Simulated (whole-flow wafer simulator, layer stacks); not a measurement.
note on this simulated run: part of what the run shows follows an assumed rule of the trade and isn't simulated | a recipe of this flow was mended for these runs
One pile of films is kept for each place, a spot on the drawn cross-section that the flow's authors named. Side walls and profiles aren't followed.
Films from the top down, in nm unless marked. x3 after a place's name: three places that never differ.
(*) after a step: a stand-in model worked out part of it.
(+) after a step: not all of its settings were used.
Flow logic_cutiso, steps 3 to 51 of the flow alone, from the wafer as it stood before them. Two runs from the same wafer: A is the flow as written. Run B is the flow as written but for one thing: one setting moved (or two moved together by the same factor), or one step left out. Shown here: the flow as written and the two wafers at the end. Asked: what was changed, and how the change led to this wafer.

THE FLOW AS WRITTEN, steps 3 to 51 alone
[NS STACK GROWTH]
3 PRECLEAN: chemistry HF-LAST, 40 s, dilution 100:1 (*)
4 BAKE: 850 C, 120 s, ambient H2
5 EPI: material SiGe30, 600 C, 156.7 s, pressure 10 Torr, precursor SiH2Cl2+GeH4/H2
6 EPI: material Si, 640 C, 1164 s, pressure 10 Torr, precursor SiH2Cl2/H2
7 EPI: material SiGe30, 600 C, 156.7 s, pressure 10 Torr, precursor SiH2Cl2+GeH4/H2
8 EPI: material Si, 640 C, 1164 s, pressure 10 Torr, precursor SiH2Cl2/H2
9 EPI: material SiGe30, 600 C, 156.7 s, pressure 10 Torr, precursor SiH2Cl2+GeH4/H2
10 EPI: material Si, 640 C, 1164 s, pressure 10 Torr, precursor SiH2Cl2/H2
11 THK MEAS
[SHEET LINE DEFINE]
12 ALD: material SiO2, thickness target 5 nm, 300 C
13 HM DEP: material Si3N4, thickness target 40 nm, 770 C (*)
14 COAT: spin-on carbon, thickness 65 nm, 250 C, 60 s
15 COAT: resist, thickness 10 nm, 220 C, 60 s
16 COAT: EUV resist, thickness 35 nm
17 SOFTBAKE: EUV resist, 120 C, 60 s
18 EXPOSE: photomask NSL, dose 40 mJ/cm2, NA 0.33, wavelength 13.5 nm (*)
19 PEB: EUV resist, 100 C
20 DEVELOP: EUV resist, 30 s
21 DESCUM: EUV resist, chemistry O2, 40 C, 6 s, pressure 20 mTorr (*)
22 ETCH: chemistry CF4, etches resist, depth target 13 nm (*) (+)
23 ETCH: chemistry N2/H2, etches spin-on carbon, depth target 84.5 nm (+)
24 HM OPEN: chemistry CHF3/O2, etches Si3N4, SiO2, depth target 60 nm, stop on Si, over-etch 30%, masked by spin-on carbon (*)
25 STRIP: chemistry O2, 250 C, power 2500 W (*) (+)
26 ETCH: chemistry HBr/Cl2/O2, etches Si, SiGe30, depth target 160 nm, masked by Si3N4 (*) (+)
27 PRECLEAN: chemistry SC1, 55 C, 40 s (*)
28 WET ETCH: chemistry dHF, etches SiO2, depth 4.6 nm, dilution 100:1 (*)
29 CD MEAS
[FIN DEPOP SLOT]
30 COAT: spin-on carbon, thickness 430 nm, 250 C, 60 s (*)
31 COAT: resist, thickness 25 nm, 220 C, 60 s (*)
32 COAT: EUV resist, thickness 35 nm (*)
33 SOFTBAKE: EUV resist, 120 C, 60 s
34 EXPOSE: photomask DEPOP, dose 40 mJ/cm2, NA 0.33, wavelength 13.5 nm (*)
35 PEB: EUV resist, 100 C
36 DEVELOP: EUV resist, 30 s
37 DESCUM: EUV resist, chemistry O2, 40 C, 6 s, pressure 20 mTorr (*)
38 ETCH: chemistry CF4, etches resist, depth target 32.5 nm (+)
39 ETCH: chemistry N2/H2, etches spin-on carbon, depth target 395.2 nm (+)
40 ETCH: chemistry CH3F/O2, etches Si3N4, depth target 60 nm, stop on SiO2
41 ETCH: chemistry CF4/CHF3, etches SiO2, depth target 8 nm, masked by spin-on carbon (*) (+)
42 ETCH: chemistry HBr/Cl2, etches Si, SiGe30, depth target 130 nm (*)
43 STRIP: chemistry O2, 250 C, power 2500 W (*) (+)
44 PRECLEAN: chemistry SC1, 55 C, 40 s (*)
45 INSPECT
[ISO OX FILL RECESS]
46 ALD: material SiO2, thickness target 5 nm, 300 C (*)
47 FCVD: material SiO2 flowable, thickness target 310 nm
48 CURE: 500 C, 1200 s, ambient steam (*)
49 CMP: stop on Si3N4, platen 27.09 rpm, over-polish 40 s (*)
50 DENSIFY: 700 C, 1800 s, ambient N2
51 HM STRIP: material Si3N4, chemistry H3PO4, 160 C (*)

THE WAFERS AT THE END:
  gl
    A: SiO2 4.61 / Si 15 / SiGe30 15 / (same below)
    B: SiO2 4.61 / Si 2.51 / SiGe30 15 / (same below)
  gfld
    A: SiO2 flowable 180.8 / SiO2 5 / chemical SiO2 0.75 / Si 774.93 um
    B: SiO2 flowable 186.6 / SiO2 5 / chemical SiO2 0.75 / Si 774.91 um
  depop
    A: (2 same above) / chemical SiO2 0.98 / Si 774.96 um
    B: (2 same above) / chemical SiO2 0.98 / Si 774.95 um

The cause: step 10, EPI: 605 C was run, where the flow has 640 C.

How the change led to this, step by step:
  10 EPI: material Si, 640 C, 1164 s, pressure 10 Torr, precursor SiH2Cl2/H2
      depop, dpovl, gfld and 19 more: A Si +15 (new film) | B Si +2.51 (new film)
  24 HM OPEN: chemistry CHF3/O2, etches Si3N4, SiO2, depth target 60 nm, stop on Si, over-etch 30%, masked by spin-on carbon (*)
      dpovl, gfld, gxf, iso, isow, lnri, nsgap: A Si3N4 -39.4 (all of it), SiO2 -5 (all of it), Si -2.67 | B Si3N4 -39.4 (all of it), SiO2 -5 (all of it), Si -2.51 (all of it), SiGe30 -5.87
  26 ETCH: chemistry HBr/Cl2/O2, etches Si, SiGe30, depth target 160 nm, masked by Si3N4 (*) (+)
      dpovl, gfld, gxf, iso, isow, lnri, nsgap: A chemical SiO2 -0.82 (all of it), Si -12 (all of it), SiGe30 -15 (all of it), Si -15 (all of it), SiGe30 -15 (all of it), Si -15 (all of it), SiGe30 -15 (all of it), Si -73 | B chemical SiO2 -1.12 (all of it), SiGe30 -8.65 (all of it), Si -15 (all of it), SiGe30 -15 (all of it), Si -15 (all of it), SiGe30 -15 (all of it), Si -91.3
  42 ETCH: chemistry HBr/Cl2, etches Si, SiGe30, depth target 130 nm (*)
      depop: A Si -13.8 (all of it), SiGe30 -15 (all of it), Si -15 (all of it), SiGe30 -15 (all of it), Si -15 (all of it), SiGe30 -15 (all of it), Si -41.2 | B Si -1.27 (all of it), SiGe30 -15 (all of it), Si -15 (all of it), SiGe30 -15 (all of it), Si -15 (all of it), SiGe30 -15 (all of it), Si -53.7
  43 STRIP: chemistry O2, 250 C, power 2500 W (*) (+)
      dpovl: A chemical SiO2 +0.75 (new film), spin-on carbon -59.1 (all of it), Si -0.33 | B chemical SiO2 +0.75 (new film), spin-on carbon -61.4 (all of it), Si -0.33
